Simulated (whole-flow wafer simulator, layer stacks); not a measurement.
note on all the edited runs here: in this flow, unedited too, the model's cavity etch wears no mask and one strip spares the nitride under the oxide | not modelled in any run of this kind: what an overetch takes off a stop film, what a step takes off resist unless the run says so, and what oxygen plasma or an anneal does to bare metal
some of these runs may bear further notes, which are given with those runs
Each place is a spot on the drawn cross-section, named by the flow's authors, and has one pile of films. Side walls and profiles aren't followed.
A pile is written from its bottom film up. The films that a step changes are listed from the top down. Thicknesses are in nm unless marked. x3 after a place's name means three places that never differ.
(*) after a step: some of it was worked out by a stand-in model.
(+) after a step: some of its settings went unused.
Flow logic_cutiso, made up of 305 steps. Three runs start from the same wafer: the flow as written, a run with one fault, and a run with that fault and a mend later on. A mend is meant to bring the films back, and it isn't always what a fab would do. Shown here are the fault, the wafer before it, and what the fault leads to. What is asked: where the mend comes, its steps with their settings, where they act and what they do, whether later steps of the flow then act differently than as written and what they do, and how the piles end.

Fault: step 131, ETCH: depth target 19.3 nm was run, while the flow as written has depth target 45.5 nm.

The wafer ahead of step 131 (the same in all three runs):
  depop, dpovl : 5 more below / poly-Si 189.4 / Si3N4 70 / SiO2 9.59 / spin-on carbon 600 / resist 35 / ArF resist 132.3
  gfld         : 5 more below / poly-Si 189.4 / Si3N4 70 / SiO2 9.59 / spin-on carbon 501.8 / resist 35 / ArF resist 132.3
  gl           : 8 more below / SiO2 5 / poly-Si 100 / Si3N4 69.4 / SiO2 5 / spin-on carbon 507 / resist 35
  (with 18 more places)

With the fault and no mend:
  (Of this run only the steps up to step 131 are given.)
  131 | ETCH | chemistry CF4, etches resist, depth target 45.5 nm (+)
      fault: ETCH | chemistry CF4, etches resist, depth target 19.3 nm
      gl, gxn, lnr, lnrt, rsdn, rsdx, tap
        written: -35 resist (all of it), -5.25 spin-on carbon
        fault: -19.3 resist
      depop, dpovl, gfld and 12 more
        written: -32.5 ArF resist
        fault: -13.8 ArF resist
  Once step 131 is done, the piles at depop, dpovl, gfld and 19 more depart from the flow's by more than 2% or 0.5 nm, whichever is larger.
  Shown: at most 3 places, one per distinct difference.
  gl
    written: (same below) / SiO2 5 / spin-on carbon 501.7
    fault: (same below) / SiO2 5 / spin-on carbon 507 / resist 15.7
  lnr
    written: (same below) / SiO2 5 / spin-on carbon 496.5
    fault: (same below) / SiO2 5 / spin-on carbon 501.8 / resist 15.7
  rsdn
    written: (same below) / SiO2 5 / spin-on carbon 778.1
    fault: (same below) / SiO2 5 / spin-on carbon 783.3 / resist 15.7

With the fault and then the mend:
  The mend follows step 131.
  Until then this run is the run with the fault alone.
  131a | ETCH | chemistry CF4, etches resist, depth target 26.2 nm (*) (+) (the flow's step 131, run once more with other settings)
      depop, dpovl, gfld and 12 more
        -16.8 ArF resist
      gl, gxn, rsdn, rsdx, tap
        -15.7 resist (all of it), -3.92 spin-on carbon
      lnr, lnrt
        -15.7 resist (all of it), -3.93 spin-on carbon
  Every later step of the flow that is run acts as written, at every place that is followed, to within 2% or 0.5 nm, whichever is larger.
  By the end, the piles equal the flow's at every place that both follow.
